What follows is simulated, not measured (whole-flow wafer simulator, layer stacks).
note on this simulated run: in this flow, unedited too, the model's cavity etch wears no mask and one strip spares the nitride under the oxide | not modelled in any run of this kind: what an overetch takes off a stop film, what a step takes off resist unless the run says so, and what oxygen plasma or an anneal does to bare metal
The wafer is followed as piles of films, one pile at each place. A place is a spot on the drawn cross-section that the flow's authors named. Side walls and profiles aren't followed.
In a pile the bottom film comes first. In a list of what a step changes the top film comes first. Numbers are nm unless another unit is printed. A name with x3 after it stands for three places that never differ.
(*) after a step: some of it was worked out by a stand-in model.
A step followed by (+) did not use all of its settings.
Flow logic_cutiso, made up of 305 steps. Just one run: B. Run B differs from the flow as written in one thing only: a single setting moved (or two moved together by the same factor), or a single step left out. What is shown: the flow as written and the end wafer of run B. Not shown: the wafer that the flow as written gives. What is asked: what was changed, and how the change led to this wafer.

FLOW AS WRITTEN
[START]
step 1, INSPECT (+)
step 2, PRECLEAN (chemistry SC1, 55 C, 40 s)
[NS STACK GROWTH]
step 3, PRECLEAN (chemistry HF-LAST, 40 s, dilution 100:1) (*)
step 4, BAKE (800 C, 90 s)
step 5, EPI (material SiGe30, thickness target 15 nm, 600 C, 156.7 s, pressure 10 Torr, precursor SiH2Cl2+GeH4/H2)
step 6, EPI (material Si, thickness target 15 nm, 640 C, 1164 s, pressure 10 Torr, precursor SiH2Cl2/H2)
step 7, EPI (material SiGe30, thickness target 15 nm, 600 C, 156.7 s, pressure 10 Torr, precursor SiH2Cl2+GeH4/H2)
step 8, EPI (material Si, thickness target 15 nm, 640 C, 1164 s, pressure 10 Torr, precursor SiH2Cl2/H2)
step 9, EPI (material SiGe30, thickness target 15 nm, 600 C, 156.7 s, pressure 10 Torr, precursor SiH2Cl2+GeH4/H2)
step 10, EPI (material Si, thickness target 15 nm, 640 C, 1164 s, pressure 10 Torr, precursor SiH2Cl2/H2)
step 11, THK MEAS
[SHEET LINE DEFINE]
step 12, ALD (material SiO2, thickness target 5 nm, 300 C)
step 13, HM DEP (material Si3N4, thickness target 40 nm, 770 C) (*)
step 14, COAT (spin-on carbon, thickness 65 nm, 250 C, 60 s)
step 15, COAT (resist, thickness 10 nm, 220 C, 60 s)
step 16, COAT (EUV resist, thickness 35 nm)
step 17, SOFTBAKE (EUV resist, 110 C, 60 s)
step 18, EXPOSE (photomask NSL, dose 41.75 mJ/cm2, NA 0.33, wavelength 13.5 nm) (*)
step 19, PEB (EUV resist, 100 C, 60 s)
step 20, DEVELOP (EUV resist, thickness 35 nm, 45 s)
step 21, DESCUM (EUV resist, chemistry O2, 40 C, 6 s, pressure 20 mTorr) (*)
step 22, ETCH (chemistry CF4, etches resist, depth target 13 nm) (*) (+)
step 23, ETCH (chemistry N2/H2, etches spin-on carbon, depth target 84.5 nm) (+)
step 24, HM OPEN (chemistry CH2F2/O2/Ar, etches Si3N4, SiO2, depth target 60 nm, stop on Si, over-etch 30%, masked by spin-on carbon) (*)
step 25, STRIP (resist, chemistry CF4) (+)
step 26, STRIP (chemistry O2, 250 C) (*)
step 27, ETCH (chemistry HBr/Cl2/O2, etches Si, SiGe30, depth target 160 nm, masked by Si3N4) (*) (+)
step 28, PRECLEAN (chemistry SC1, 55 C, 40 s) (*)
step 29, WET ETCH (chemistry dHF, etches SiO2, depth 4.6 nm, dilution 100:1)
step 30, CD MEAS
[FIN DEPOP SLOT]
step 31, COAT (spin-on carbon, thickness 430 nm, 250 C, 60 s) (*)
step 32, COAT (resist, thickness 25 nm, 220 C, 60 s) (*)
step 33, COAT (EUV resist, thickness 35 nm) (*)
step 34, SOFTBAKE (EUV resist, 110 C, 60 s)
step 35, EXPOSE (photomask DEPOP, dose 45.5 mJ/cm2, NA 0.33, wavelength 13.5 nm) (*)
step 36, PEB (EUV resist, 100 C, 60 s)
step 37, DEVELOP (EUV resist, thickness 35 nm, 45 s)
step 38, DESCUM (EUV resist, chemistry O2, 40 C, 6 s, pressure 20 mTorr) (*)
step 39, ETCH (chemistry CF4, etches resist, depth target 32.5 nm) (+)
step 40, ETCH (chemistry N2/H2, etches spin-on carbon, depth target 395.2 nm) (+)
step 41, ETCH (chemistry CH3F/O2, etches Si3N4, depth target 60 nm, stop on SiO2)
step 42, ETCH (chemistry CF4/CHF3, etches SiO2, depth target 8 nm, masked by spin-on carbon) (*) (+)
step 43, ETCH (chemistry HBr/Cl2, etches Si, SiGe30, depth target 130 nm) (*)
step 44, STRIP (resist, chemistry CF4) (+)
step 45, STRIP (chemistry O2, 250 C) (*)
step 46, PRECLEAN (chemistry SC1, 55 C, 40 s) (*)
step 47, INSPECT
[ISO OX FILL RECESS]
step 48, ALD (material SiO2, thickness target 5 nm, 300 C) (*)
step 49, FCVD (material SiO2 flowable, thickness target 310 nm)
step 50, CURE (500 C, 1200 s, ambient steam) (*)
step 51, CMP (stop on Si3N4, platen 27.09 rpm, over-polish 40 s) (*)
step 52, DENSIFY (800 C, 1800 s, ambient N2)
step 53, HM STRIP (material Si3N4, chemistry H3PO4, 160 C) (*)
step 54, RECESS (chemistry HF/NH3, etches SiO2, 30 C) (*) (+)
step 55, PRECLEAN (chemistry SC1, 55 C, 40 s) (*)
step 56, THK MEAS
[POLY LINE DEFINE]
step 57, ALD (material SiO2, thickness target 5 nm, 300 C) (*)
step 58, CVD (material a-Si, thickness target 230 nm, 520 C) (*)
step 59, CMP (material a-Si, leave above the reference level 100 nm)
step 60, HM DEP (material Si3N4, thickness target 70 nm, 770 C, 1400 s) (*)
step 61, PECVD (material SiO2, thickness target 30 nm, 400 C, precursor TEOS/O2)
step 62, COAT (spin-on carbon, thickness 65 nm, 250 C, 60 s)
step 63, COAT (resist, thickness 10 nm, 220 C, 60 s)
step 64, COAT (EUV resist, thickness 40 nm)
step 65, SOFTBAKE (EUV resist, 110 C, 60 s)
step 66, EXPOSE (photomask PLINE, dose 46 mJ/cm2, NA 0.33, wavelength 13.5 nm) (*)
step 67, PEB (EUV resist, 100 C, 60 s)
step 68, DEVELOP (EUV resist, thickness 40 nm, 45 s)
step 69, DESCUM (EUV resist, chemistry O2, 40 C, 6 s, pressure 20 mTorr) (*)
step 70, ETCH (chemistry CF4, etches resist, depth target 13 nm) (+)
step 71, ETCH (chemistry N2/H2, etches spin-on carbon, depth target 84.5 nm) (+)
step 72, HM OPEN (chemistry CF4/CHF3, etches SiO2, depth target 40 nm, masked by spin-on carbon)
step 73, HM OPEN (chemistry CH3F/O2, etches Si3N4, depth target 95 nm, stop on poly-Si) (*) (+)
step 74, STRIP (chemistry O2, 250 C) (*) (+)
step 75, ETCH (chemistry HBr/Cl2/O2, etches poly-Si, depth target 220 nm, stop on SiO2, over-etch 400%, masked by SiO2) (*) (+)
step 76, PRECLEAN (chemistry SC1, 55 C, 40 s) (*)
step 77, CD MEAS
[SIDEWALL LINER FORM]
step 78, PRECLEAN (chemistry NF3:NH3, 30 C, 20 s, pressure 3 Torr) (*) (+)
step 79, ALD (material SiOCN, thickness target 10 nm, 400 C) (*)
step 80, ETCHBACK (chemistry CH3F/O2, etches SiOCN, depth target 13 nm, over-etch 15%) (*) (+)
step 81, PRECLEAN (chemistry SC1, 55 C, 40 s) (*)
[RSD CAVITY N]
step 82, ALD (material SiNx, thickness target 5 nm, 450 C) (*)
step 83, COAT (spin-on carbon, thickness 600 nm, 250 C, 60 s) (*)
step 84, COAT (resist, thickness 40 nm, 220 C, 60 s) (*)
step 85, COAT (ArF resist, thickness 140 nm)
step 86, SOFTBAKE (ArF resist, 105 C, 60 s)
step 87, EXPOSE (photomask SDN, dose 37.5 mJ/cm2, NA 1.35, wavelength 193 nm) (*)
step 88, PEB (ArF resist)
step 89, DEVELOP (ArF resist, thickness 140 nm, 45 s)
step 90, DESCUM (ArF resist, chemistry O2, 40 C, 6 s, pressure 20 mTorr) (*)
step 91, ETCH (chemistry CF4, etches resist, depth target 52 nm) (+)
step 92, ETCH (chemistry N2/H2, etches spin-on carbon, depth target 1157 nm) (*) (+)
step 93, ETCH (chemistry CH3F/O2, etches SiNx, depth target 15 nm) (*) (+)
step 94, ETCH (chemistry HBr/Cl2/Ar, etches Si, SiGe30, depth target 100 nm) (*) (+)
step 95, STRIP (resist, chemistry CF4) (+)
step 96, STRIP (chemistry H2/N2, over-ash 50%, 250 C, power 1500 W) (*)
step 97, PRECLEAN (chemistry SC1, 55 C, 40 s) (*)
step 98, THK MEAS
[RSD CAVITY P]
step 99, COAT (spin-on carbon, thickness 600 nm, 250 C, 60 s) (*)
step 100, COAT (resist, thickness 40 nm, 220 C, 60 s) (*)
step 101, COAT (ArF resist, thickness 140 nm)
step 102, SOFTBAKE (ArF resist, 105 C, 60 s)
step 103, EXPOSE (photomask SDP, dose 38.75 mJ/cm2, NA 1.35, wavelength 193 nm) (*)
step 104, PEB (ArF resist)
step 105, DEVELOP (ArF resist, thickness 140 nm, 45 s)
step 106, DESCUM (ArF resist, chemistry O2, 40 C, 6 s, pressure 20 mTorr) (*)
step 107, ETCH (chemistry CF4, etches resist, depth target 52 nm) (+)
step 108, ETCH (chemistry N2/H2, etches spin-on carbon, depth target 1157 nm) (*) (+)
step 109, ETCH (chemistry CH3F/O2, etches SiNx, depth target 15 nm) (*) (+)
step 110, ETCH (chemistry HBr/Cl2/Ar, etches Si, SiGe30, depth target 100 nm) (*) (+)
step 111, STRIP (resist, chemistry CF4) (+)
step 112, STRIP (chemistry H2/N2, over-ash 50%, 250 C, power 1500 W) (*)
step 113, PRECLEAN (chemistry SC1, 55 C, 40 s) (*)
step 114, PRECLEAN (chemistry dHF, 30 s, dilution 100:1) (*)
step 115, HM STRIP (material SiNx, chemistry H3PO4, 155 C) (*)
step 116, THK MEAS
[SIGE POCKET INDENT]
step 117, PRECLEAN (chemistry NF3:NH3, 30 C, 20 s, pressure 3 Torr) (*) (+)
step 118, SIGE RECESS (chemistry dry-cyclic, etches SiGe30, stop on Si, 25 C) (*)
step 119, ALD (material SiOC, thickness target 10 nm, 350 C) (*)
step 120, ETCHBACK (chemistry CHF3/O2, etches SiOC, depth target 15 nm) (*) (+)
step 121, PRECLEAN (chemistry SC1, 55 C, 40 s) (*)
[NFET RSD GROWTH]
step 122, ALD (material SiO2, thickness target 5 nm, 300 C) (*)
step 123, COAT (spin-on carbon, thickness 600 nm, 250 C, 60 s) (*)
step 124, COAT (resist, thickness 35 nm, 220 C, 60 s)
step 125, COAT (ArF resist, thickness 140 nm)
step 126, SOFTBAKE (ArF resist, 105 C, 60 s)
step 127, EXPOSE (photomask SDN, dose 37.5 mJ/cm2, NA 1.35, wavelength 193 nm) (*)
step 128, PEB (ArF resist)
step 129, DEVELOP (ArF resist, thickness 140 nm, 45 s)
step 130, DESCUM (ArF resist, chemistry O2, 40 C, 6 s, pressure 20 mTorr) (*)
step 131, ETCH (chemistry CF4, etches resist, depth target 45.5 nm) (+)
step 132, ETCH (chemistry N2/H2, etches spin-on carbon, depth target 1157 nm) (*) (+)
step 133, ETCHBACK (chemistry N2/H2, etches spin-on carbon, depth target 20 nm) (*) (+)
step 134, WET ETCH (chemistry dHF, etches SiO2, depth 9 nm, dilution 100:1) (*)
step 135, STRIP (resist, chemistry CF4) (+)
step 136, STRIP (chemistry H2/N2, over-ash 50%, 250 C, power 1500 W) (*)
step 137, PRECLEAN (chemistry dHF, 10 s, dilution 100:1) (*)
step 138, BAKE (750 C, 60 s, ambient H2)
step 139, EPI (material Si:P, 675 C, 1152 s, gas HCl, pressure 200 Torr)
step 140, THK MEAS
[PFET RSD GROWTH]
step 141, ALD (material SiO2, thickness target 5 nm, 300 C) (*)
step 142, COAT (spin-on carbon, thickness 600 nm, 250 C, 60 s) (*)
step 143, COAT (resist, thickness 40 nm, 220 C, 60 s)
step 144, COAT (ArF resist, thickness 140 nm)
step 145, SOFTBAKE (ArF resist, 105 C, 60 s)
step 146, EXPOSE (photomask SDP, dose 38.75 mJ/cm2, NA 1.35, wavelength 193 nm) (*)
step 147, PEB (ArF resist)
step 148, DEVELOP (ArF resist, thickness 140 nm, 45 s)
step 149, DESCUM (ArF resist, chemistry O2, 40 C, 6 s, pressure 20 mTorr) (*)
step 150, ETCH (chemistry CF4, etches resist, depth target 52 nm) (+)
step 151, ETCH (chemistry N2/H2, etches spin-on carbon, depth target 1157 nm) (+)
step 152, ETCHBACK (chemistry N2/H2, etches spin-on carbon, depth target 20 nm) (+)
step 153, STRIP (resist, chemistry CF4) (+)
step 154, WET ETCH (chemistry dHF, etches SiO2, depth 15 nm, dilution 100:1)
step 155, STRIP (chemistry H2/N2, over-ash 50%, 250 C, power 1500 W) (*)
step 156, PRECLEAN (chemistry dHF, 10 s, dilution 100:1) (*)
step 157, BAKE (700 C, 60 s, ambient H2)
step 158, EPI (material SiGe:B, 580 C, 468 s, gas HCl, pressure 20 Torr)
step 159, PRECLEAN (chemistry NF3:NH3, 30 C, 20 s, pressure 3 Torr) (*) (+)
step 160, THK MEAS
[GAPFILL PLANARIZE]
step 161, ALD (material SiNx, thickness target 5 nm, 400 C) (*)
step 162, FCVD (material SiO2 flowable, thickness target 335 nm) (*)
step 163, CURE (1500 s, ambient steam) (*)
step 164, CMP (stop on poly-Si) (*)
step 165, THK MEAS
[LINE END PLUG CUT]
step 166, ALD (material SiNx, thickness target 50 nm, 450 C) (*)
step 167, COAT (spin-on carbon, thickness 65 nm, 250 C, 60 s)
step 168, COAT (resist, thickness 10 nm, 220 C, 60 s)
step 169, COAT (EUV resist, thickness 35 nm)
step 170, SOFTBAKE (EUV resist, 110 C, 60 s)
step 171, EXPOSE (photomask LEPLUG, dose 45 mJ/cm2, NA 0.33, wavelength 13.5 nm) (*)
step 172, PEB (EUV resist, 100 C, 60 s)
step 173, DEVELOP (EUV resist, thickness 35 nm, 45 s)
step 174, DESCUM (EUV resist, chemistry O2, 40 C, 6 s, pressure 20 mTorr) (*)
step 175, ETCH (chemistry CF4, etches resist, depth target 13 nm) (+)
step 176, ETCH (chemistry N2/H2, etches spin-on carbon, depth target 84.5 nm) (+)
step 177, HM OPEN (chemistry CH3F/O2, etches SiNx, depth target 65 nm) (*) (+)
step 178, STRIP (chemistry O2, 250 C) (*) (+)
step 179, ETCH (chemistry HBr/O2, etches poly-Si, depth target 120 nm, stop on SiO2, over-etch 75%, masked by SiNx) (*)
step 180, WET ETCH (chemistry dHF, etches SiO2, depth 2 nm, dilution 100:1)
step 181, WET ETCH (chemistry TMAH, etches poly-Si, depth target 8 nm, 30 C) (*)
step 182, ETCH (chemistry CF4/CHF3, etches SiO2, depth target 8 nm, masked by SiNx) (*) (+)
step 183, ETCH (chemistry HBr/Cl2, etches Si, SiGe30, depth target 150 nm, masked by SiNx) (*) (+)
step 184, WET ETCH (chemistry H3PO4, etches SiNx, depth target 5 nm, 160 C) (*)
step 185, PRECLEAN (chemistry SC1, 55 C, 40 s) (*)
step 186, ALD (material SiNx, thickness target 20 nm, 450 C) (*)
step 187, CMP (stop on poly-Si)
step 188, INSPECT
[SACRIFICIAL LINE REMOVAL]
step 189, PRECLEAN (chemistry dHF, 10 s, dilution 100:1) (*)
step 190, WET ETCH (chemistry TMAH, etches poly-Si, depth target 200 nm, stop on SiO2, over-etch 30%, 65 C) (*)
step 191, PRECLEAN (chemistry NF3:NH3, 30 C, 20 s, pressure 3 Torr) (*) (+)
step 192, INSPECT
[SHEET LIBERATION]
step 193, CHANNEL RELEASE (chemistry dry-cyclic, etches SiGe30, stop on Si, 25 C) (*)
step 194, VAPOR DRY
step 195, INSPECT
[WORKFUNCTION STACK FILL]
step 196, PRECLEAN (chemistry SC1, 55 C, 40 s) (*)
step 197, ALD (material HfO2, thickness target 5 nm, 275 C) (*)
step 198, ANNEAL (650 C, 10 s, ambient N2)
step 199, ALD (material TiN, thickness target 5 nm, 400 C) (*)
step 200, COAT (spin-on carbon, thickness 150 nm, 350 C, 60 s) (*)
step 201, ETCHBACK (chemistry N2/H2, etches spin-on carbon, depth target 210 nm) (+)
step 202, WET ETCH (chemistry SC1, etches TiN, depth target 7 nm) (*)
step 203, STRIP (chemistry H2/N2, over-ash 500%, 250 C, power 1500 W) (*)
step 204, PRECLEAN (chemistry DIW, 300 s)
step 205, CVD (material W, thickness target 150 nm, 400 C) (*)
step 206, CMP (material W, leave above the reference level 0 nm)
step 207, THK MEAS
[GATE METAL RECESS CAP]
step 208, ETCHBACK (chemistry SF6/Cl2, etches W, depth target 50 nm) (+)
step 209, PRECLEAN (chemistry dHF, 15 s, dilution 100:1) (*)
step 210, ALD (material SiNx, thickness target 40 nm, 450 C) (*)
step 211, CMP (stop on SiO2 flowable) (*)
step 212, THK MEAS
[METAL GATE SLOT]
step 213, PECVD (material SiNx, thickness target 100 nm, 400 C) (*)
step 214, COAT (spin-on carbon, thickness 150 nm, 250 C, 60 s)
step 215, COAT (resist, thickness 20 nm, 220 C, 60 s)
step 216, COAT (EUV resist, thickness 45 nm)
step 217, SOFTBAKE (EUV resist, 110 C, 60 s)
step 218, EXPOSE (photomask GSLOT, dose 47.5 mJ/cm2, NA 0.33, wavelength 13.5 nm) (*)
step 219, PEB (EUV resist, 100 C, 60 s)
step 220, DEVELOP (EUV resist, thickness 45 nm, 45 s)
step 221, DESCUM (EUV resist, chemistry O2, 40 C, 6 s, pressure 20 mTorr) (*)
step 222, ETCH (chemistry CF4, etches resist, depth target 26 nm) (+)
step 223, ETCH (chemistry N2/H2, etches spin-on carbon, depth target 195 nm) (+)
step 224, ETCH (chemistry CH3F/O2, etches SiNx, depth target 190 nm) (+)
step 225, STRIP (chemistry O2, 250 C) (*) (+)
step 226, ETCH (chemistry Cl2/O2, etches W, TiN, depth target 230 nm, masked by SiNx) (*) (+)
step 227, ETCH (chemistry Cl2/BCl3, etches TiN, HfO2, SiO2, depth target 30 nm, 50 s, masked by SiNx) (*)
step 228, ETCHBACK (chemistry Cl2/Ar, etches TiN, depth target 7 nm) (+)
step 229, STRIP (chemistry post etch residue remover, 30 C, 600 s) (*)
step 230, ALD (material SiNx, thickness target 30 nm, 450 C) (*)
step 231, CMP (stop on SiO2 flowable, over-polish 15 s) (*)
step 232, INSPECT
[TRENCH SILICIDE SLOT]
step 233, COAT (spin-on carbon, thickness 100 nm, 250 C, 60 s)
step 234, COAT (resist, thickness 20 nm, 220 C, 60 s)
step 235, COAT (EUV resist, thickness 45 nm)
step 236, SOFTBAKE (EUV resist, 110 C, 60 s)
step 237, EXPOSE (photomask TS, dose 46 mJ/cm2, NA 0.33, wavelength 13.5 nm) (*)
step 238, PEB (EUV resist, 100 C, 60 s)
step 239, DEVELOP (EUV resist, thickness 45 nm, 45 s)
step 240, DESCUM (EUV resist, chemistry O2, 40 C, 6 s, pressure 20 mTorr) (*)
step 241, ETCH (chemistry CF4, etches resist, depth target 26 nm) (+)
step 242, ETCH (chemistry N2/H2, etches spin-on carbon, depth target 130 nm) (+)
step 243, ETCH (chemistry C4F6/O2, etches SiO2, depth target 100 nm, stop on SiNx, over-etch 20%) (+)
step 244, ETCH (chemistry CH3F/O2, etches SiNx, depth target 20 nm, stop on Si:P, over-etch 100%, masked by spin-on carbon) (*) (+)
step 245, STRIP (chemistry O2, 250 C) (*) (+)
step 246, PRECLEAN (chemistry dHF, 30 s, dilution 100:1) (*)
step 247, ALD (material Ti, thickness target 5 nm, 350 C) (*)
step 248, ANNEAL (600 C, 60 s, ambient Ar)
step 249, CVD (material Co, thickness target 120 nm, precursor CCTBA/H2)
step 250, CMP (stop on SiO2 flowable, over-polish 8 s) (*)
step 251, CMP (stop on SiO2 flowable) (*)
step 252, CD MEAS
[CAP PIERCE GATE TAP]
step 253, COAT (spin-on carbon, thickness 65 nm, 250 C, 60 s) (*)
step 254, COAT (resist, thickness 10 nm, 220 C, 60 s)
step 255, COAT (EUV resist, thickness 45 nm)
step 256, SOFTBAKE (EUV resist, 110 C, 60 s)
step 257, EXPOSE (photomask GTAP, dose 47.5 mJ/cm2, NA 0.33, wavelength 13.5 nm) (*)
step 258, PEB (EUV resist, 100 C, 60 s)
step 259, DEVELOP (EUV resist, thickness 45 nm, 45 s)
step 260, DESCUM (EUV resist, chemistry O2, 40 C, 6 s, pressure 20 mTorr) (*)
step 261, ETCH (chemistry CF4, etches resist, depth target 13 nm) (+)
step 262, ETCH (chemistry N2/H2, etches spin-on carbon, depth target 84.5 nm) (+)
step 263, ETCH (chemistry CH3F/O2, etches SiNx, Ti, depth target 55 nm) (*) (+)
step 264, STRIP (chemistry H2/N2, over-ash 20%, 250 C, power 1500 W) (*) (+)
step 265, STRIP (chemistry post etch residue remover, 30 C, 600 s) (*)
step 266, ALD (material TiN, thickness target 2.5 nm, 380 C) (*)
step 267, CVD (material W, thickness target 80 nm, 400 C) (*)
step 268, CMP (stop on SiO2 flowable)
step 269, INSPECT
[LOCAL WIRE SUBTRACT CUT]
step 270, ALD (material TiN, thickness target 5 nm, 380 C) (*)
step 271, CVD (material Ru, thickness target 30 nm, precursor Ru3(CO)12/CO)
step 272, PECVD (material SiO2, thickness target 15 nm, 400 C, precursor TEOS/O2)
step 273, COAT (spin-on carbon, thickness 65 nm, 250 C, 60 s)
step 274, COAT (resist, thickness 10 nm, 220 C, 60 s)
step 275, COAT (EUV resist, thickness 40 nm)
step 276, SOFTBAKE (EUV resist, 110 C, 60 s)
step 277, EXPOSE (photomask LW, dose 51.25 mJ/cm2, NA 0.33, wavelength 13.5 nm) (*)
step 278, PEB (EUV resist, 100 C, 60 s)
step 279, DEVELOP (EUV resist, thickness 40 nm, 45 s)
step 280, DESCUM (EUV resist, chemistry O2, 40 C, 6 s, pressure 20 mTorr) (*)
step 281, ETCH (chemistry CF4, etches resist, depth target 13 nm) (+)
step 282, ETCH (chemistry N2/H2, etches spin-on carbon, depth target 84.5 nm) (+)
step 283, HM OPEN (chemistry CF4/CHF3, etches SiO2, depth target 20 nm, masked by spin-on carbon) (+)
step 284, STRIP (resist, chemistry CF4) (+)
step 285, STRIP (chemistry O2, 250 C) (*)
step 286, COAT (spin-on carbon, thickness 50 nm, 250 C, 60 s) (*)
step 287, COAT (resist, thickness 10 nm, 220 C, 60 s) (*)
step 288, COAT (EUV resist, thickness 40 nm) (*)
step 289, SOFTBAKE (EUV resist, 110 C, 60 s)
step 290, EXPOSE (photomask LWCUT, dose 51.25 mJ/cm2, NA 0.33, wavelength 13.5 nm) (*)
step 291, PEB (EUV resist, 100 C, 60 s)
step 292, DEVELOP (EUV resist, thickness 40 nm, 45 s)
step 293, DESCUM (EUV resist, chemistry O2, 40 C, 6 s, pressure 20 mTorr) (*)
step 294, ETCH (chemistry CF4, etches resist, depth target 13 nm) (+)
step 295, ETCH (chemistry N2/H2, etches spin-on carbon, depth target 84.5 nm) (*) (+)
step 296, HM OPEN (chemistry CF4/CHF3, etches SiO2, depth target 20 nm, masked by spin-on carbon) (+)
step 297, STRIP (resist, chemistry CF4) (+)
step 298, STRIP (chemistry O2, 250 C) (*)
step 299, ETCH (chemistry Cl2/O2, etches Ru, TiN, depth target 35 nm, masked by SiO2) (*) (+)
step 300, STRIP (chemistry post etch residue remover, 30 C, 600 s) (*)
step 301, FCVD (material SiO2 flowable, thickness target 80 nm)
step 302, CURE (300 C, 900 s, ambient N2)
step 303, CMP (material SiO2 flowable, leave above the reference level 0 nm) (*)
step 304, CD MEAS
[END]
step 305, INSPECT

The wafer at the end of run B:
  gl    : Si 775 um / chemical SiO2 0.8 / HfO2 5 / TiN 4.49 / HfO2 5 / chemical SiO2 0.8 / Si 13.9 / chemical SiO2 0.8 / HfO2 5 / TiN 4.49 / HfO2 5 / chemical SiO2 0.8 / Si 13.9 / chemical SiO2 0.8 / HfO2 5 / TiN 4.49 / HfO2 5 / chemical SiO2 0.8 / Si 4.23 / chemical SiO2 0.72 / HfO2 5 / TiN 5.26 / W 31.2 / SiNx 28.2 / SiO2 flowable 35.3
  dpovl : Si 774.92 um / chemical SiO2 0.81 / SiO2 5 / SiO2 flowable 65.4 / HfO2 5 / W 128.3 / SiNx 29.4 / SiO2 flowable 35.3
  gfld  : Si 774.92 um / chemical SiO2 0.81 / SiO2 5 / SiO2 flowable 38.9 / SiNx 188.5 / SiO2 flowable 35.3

What caused this: step 10, EPI: 494.9 s was run, while the flow as written has 1164 s.

The path from the change to this, step by step:
  step 10, EPI (material Si, thickness target 15 nm, 640 C, 1164 s, pressure 10 Torr, precursor SiH2Cl2/H2)
      depop, dpovl, gfld and 19 more: Si gains 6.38 (new film) (as written it would have been: Si gains 15 (new film))
  step 27, ETCH (chemistry HBr/Cl2/O2, etches Si, SiGe30, depth target 160 nm, masked by Si3N4) (*) (+)
      gfld, gxf, iso, lnri: chemical SiO2 loses 0.79 (all of it), Si loses 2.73 (all of it), SiGe30 loses 15 (all of it), Si loses 15 (all of it), SiGe30 loses 15 (all of it), Si loses 15 (all of it), SiGe30 loses 15 (all of it), Si loses 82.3 (as written it would have been: chemical SiO2 loses 0.79 (all of it), Si loses 11.4 (all of it), SiGe30 loses 15 (all of it), Si loses 15 (all of it), SiGe30 loses 15 (all of it), Si loses 15 (all of it), SiGe30 loses 15 (all of it), Si loses 73.6)
      dpovl, nsgap: chemical SiO2 loses 0.79 (all of it), Si loses 3.13 (all of it), SiGe30 loses 15 (all of it), Si loses 15 (all of it), SiGe30 loses 15 (all of it), Si loses 15 (all of it), SiGe30 loses 15 (all of it), Si loses 81.9 (as written it would have been: chemical SiO2 loses 0.79 (all of it), Si loses 11.8 (all of it), SiGe30 loses 15 (all of it), Si loses 15 (all of it), SiGe30 loses 15 (all of it), Si loses 15 (all of it), SiGe30 loses 15 (all of it), Si loses 73.2)
      (as well as at 1 more place)
  step 43, ETCH (chemistry HBr/Cl2, etches Si, SiGe30, depth target 130 nm) (*)
      depop: Si loses 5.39 (all of it), SiGe30 loses 15 (all of it), Si loses 15 (all of it), SiGe30 loses 15 (all of it), Si loses 15 (all of it), SiGe30 loses 15 (all of it), Si loses 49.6 (as written it would have been: Si loses 14 (all of it), SiGe30 loses 15 (all of it), Si loses 15 (all of it), SiGe30 loses 15 (all of it), Si loses 15 (all of it), SiGe30 loses 15 (all of it), Si loses 41)
  step 94, ETCH (chemistry HBr/Cl2/Ar, etches Si, SiGe30, depth target 100 nm) (*) (+)
      rsdn, rsdx: chemical SiO2 loses 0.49 (all of it), Si loses 4.19 (all of it), SiGe30 loses 15 (all of it), Si loses 15 (all of it), SiGe30 loses 15 (all of it), Si loses 15 (all of it), SiGe30 loses 15 (all of it), Si loses 20.8 (as written it would have been: chemical SiO2 loses 0.49 (all of it), Si loses 12.8 (all of it), SiGe30 loses 15 (all of it), Si loses 15 (all of it), SiGe30 loses 15 (all of it), Si loses 15 (all of it), SiGe30 loses 15 (all of it), Si loses 12.2)
  step 110, ETCH (chemistry HBr/Cl2/Ar, etches Si, SiGe30, depth target 100 nm) (*) (+)
      rsdp, rsdw: chemical SiO2 loses 0.49 (all of it), Si loses 4.19 (all of it), SiGe30 loses 15 (all of it), Si loses 15 (all of it), SiGe30 loses 15 (all of it), Si loses 15 (all of it), SiGe30 loses 15 (all of it), Si loses 20.8 (as written it would have been: chemical SiO2 loses 0.49 (all of it), Si loses 12.8 (all of it), SiGe30 loses 15 (all of it), Si loses 15 (all of it), SiGe30 loses 15 (all of it), Si loses 15 (all of it), SiGe30 loses 15 (all of it), Si loses 12.2)
  step 183, ETCH (chemistry HBr/Cl2, etches Si, SiGe30, depth target 150 nm, masked by SiNx) (*) (+)
      plug: Si loses 4.93 (all of it), SiGe30 loses 15 (all of it), Si loses 15 (all of it), SiGe30 loses 15 (all of it), Si loses 15 (all of it), SiGe30 loses 15 (all of it), Si loses 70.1 (as written it would have been: Si loses 13.6 (all of it), SiGe30 loses 15 (all of it), Si loses 15 (all of it), SiGe30 loses 15 (all of it), Si loses 15 (all of it), SiGe30 loses 15 (all of it), Si loses 61.4)
